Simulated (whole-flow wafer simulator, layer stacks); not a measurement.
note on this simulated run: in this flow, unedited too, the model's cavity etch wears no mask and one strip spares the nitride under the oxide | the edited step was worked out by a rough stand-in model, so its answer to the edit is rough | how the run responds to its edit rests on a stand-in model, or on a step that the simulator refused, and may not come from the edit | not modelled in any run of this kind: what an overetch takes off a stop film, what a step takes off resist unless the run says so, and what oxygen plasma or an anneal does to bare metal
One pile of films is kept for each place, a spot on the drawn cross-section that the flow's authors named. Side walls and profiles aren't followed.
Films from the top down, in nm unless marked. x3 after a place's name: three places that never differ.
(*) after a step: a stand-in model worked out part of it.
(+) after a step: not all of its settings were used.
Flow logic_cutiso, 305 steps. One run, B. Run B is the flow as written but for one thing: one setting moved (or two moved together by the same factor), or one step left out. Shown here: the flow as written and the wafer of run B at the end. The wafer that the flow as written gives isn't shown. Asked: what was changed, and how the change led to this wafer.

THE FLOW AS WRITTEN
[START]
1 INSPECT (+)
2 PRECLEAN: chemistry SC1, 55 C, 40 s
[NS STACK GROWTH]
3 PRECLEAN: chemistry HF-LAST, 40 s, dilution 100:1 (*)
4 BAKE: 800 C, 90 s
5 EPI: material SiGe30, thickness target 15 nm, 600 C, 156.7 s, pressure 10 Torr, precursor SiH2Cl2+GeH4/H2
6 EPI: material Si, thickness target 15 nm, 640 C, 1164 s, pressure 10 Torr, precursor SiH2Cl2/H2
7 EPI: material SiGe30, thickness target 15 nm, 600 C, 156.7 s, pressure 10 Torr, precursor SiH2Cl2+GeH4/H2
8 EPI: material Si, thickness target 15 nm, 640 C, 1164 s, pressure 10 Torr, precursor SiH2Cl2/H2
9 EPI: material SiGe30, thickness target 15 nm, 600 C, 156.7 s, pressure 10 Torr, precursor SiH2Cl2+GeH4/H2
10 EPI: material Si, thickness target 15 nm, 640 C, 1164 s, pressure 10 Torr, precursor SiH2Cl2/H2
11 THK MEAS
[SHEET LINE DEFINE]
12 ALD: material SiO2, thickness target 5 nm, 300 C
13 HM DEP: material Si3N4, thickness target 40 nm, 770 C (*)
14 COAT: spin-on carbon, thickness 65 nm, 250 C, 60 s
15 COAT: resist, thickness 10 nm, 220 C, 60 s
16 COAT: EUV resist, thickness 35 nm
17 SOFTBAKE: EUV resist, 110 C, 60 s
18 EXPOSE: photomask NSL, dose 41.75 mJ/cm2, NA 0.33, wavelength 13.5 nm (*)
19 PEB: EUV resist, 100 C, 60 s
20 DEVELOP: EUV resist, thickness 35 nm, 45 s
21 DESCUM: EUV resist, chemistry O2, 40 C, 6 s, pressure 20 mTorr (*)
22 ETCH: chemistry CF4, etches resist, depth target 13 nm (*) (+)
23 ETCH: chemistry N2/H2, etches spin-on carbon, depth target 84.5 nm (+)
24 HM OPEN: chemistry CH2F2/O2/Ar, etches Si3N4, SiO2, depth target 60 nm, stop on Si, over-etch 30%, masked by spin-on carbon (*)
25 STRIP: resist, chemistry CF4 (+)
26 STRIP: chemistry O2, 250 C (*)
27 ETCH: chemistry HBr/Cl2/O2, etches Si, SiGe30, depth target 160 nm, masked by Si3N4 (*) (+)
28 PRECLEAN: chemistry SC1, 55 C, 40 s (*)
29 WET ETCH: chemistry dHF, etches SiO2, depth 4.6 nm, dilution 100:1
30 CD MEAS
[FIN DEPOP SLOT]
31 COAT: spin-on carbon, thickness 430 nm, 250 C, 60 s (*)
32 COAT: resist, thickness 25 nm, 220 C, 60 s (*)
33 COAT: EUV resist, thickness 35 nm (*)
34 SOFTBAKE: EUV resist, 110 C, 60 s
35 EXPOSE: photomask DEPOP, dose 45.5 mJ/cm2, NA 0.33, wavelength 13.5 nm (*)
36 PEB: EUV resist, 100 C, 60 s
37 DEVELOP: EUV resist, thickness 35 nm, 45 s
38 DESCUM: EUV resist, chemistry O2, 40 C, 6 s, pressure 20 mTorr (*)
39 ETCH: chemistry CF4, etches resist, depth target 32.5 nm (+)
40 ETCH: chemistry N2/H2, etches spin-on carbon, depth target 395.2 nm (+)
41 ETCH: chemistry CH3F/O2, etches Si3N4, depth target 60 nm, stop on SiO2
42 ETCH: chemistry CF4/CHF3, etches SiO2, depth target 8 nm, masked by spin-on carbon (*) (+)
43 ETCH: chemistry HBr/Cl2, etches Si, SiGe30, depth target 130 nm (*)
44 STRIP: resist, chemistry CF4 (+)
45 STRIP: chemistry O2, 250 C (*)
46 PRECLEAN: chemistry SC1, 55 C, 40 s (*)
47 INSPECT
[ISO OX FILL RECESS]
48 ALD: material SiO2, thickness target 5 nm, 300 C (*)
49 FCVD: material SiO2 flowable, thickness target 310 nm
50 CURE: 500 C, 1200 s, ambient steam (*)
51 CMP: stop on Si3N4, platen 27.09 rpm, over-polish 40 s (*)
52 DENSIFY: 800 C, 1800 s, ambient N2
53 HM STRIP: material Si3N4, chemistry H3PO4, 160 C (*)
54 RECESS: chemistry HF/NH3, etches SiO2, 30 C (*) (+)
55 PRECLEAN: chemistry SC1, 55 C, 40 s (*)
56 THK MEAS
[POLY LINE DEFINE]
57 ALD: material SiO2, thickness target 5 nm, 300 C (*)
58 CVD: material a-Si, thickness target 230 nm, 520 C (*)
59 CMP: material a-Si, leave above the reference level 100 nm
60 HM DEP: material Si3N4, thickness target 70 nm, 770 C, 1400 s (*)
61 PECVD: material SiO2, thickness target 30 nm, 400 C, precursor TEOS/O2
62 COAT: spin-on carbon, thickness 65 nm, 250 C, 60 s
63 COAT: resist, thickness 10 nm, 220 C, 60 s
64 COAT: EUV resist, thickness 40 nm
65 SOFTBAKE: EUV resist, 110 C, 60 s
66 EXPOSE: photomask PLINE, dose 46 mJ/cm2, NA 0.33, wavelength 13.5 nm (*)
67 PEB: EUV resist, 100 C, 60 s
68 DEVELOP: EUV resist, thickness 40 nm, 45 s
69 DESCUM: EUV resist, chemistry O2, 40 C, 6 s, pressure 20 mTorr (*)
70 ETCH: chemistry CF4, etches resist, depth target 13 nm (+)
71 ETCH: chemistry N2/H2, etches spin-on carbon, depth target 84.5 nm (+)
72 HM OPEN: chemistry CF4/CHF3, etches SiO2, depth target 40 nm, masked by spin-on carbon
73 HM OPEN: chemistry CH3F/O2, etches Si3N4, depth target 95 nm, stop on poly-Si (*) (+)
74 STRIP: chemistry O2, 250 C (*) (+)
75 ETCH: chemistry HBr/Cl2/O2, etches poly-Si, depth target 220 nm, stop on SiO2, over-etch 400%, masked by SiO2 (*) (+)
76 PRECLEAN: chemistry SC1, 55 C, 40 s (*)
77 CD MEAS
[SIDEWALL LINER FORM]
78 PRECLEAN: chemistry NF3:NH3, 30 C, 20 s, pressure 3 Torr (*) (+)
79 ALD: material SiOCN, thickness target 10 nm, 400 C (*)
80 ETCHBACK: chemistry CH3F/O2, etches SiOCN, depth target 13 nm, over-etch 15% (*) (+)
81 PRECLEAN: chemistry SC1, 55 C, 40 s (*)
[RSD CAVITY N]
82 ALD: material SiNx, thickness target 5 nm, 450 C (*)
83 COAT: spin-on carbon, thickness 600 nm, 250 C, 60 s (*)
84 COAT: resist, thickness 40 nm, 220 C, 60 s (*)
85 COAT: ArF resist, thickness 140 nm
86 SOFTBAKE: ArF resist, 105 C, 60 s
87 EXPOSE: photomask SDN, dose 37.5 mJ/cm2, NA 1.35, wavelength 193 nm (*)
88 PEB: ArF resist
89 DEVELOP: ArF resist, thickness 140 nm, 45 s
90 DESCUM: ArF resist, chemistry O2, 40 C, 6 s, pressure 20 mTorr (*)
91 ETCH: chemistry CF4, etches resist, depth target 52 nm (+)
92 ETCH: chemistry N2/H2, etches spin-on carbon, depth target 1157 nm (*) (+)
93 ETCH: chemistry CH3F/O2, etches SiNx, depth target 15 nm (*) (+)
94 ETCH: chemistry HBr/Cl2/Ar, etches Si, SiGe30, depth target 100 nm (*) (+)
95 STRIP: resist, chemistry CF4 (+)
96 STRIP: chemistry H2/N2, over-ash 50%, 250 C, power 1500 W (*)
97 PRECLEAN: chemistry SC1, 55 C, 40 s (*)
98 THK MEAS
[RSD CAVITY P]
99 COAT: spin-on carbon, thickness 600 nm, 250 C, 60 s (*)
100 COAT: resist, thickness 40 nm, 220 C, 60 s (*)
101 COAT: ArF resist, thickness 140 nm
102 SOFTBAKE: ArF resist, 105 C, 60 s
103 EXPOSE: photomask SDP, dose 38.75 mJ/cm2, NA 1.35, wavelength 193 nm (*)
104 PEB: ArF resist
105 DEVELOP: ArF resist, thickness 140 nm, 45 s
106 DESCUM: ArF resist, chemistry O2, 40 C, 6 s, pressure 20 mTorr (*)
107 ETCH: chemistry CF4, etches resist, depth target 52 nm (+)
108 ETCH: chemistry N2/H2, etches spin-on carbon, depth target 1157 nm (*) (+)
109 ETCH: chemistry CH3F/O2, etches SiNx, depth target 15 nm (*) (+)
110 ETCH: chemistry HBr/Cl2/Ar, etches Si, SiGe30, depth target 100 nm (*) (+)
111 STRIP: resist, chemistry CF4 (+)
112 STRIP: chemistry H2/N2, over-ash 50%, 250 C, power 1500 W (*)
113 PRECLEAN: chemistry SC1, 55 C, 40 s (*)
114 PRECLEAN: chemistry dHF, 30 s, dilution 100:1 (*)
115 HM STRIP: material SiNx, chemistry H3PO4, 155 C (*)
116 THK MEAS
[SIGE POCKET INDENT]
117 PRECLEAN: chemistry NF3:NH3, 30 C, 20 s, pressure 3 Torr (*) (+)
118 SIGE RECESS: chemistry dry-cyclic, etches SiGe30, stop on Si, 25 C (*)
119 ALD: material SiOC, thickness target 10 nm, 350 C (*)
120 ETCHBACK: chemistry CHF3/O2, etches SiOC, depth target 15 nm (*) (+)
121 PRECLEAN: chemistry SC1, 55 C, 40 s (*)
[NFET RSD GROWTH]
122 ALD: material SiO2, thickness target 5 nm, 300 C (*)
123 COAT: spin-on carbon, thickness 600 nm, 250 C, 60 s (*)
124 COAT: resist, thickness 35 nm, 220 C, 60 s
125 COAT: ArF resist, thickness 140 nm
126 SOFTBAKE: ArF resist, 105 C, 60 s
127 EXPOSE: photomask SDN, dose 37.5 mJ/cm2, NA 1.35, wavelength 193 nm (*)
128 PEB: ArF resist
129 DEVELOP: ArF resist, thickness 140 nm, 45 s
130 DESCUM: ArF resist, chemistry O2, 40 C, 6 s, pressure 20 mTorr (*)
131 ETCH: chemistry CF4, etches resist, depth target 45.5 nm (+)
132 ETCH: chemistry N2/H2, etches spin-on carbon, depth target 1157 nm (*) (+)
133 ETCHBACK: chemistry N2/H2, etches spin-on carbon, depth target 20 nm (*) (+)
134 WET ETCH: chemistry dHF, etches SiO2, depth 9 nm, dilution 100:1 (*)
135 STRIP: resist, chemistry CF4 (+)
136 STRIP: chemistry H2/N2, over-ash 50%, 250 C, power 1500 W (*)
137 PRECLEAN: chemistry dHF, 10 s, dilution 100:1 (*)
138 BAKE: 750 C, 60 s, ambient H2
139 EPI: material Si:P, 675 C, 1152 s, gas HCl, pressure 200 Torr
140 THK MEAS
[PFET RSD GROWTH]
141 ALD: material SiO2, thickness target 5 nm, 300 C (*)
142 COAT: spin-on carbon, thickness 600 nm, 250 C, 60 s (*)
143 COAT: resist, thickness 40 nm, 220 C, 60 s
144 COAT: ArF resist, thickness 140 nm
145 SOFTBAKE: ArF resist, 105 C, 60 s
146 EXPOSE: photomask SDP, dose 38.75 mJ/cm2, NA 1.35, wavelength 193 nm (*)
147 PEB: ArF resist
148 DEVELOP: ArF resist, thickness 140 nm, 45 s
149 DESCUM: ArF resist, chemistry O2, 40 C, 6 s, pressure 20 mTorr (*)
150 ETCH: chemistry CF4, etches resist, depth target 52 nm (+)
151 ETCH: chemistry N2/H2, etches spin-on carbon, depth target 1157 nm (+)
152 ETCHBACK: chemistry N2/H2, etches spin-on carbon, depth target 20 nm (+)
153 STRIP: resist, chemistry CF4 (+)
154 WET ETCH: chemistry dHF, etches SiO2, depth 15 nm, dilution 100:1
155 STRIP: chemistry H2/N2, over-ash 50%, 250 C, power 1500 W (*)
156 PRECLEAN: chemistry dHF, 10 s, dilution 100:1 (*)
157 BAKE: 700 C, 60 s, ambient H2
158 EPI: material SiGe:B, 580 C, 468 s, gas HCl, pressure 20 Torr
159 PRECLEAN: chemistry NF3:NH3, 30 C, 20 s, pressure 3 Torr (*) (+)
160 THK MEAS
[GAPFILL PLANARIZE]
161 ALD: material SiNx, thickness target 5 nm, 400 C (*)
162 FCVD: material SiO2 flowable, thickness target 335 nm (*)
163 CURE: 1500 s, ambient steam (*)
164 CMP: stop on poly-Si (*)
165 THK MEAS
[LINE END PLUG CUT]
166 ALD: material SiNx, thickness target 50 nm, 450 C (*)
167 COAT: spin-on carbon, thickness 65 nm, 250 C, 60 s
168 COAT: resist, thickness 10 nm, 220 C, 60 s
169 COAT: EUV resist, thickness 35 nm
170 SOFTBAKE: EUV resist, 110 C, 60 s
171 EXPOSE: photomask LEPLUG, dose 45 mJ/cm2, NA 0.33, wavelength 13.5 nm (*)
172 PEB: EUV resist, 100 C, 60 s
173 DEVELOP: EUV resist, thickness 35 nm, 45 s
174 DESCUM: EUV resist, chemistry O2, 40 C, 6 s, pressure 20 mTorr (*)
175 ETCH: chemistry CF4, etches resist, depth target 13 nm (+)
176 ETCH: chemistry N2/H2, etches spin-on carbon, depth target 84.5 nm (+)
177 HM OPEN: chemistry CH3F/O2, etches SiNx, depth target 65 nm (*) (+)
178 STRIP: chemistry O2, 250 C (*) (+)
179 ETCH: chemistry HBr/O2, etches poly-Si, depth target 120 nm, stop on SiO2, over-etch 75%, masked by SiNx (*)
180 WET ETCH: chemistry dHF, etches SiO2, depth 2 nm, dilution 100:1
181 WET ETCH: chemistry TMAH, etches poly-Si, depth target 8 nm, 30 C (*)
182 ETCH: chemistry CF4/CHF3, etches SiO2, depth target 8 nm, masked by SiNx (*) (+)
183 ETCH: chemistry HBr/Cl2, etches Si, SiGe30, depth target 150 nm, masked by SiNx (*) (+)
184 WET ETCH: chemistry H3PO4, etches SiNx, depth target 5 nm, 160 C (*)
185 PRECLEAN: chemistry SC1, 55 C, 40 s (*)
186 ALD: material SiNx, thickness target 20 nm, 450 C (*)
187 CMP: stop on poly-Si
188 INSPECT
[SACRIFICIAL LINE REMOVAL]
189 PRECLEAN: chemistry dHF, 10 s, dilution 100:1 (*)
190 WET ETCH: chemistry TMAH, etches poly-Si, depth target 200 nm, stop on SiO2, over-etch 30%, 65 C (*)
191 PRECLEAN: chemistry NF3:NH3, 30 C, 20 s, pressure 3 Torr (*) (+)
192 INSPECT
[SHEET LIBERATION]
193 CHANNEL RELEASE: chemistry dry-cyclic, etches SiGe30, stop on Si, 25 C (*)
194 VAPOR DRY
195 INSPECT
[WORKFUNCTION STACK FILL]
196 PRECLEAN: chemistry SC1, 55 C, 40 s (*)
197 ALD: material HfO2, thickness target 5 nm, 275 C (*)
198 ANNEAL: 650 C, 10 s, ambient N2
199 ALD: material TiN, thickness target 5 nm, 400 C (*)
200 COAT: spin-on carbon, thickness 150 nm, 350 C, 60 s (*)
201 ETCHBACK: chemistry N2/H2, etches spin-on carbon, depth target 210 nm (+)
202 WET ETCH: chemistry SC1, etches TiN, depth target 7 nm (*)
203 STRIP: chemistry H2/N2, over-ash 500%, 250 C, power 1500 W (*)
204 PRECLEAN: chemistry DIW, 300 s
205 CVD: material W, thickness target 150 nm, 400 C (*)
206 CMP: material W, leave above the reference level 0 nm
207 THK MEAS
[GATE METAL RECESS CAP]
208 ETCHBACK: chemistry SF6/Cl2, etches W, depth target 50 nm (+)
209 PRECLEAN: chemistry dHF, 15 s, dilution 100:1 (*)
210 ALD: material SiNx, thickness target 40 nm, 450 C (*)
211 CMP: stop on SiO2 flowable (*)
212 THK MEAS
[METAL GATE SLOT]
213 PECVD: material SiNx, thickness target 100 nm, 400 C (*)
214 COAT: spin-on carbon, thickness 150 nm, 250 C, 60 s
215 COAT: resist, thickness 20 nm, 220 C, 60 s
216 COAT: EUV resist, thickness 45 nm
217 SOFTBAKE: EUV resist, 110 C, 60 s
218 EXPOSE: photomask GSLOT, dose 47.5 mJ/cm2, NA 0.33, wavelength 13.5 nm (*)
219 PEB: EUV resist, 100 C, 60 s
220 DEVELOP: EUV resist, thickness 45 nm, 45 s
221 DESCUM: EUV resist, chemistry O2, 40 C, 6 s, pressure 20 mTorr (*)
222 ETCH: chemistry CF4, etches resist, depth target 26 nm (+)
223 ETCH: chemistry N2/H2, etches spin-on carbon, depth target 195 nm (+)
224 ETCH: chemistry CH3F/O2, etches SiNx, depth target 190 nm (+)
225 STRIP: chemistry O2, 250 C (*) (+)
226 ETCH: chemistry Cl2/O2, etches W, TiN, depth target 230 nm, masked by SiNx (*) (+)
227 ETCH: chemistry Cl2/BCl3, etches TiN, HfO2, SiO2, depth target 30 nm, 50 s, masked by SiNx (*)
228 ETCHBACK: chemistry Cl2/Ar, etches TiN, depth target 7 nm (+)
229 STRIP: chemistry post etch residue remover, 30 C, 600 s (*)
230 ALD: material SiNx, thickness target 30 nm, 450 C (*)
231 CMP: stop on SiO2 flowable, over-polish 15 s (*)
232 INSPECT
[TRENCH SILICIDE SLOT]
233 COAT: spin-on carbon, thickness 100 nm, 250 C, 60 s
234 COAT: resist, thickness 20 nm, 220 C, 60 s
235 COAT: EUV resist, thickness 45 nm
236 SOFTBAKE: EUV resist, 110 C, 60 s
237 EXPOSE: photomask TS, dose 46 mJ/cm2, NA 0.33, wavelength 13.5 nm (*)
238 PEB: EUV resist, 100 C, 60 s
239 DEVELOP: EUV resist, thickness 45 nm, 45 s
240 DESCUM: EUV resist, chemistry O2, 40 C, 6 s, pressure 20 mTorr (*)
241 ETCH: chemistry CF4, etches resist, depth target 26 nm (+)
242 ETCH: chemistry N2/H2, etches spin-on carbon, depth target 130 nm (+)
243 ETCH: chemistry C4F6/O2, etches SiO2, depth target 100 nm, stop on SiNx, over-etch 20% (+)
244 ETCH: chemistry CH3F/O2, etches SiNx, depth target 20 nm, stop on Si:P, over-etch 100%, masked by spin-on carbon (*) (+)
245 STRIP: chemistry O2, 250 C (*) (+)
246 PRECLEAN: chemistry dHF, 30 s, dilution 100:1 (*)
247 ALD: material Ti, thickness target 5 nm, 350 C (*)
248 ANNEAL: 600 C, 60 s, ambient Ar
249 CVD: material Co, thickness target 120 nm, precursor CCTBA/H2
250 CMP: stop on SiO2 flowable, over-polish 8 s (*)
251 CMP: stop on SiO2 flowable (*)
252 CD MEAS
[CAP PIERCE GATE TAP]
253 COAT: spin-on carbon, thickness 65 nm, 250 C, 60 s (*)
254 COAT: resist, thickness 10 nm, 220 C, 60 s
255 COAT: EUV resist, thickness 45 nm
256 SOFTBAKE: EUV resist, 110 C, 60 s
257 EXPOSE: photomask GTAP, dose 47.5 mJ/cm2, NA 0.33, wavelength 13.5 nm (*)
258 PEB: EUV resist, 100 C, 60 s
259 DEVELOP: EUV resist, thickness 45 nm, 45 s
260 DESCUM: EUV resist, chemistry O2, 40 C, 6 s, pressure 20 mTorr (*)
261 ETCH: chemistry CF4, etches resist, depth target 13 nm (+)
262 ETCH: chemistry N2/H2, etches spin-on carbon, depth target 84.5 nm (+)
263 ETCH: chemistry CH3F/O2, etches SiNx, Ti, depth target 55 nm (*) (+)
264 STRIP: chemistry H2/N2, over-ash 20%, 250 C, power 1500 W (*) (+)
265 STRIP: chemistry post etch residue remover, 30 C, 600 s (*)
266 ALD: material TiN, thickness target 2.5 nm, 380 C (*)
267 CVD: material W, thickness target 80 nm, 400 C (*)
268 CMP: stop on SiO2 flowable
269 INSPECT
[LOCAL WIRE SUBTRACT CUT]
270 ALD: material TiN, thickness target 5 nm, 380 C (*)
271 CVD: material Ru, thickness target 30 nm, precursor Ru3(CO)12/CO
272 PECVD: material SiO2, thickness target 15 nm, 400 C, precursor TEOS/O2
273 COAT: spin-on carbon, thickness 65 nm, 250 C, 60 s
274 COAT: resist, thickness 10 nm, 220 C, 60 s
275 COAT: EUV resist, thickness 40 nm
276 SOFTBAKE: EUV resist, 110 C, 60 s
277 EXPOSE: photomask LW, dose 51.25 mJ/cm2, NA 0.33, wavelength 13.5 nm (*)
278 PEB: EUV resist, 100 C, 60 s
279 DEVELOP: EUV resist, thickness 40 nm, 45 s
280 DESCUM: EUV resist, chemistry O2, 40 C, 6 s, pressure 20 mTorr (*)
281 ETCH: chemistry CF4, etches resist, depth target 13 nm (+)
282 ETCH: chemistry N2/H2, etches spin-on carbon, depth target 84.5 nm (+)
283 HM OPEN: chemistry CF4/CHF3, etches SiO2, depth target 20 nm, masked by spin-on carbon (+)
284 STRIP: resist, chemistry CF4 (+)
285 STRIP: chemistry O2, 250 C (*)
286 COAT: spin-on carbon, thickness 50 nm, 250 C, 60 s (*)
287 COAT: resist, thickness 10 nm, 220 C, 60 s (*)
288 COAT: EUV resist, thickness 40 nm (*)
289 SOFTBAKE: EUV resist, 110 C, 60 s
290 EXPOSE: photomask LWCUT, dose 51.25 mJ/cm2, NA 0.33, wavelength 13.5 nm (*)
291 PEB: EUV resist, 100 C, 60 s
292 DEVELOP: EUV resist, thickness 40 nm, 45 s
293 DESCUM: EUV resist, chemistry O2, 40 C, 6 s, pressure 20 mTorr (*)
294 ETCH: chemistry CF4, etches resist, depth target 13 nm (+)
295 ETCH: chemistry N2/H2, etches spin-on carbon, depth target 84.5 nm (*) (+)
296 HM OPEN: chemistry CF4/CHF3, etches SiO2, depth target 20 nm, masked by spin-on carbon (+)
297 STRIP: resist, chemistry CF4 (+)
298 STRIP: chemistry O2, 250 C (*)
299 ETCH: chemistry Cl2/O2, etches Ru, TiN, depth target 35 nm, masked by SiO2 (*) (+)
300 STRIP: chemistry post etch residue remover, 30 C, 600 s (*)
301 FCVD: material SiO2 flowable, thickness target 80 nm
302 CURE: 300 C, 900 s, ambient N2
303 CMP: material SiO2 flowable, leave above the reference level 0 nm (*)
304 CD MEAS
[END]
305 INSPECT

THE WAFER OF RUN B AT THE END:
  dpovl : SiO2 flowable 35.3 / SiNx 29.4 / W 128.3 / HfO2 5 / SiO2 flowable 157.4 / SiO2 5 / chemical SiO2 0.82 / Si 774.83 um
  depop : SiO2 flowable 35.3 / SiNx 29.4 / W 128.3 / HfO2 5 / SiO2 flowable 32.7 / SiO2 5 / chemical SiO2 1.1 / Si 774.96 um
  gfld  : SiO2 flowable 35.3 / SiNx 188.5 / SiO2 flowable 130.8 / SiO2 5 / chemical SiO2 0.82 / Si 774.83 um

The cause: step 27, ETCH: depth target 252 nm was run, where the flow has depth target 160 nm.

How the change led to this, step by step:
  27 ETCH: chemistry HBr/Cl2/O2, etches Si, SiGe30, depth target 160 nm, masked by Si3N4 (*) (+)
      depop, gl, glp and 12 more: Si3N4 -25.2 (as written it would be: Si3N4 -16.8)
      gfld, gxf, iso, lnri: chemical SiO2 -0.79 (all of it), Si -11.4 (all of it), SiGe30 -15 (all of it), Si -15 (all of it), SiGe30 -15 (all of it), Si -15 (all of it), SiGe30 -15 (all of it), Si -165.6 (as written it would be: chemical SiO2 -0.79 (all of it), Si -11.4 (all of it), SiGe30 -15 (all of it), Si -15 (all of it), SiGe30 -15 (all of it), Si -15 (all of it), SiGe30 -15 (all of it), Si -73.6)
      (and at 3 more places)
  31 COAT: spin-on carbon, thickness 430 nm, 250 C, 60 s (*)
      depop, ns: spin-on carbon +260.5 (new film) (as written it would be: spin-on carbon +312 (new film))
      dpovl, nsgap: spin-on carbon +535.9 (new film) (as written it would be: spin-on carbon +503.7 (new film))
      (and at 18 more places)
  40 ETCH: chemistry N2/H2, etches spin-on carbon, depth target 395.2 nm (+)
      depop: spin-on carbon -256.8 (all of it), Si3N4 -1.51 (as written it would be: spin-on carbon -308.2 (all of it), Si3N4 -0.95)
  41 ETCH: chemistry CH3F/O2, etches Si3N4, depth target 60 nm, stop on SiO2
      gfld, gl, glp and 17 more: resist -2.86 (as written it would be: resist -4.65)
      depop: Si3N4 -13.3 (all of it), SiO2 -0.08 (as written it would be: Si3N4 -22.2 (all of it), SiO2 -0.08)
      (and at 1 more place)
  42 ETCH: chemistry CF4/CHF3, etches SiO2, depth target 8 nm, masked by spin-on carbon (*) (+)
      gl: resist -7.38 (as written it would be: resist -6.54 (all of it), spin-on carbon -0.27)
      gxf: resist -7.38 (as written it would be: resist -7.42 (all of it))
      (and at 16 more places)
  43 ETCH: chemistry HBr/Cl2, etches Si, SiGe30, depth target 130 nm (*)
      isow, ns: resist -0.9 (all of it), spin-on carbon -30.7 (as written it would be: spin-on carbon -32)
      gl: resist -0.97 (all of it), spin-on carbon -30.6 (as written it would be: spin-on carbon -32)
      (and at 9 more places)
  45 STRIP: chemistry O2, 250 C (*)
      gfld, lnri: chemical SiO2 +0.83 (new film), spin-on carbon -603 (all of it), Si -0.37 (as written it would be: chemical SiO2 +0.82 (new film), spin-on carbon -538.7 (all of it), Si -0.36)
      glp, tap: spin-on carbon -326.4 (all of it) (as written it would be: spin-on carbon -347.6 (all of it))
      (and at 17 more places)
  49 FCVD: material SiO2 flowable, thickness target 310 nm
      gl, glp, gxn and 10 more: SiO2 flowable +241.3 (new film) (as written it would be: SiO2 flowable +262.2 (new film))
      gfld, gxf, iso, lnri: SiO2 flowable +516.7 (new film) (as written it would be: SiO2 flowable +453.9 (new film))
      (and at 5 more places)
  50 CURE: 500 C, 1200 s, ambient steam (*)
      depop: SiO2 flowable -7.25 (as written it would be: SiO2 flowable -7.92)
      dpovl: SiO2 flowable -7.26 (as written it would be: SiO2 flowable -7.92)
      (and at 13 more places)
  51 CMP: stop on Si3N4, platen 27.09 rpm, over-polish 40 s (*)
      lnrt, rsdn, tap: SiO2 flowable -234 (all of it), SiO2 -5 (all of it), Si3N4 -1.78 (as written it would be: SiO2 flowable -254.2 (all of it), SiO2 -5 (all of it), Si3N4 -1.78)
      gxn, gxp: SiO2 flowable -232.5 (all of it), SiO2 -5 (all of it), Si3N4 -1.78 (as written it would be: SiO2 flowable -253 (all of it), SiO2 -5 (all of it), Si3N4 -1.78)
      (and at 17 more places)
  52 DENSIFY: 800 C, 1800 s, ambient N2
      gfld, gxf, iso, lnri: SiO2 flowable -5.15 (as written it would be: SiO2 flowable -3.15)
      dpovl: SiO2 flowable -3.74 (as written it would be: SiO2 flowable -2.82)
      (and at 2 more places)
  53 HM STRIP: material Si3N4, chemistry H3PO4, 160 C (*)
      gl, glp, gxn and 11 more: Si3N4 -13 (all of it), SiO2 -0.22 (as written it would be: Si3N4 -21.4 (all of it), SiO2 -0.36)
      depop, dpovl, gfld, gxf, iso, isow, lnri, nsgap: SiO2 flowable -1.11 (as written it would be: SiO2 flowable -1.82)
  54 RECESS: chemistry HF/NH3, etches SiO2, 30 C (*) (+)
      gfld, gxf, iso, lnri: SiO2 flowable -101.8 (as written it would be: SiO2 flowable -111.4)
      depop: SiO2 flowable -104.4 (as written it would be: SiO2 flowable -111.9)
      (and at 3 more places)
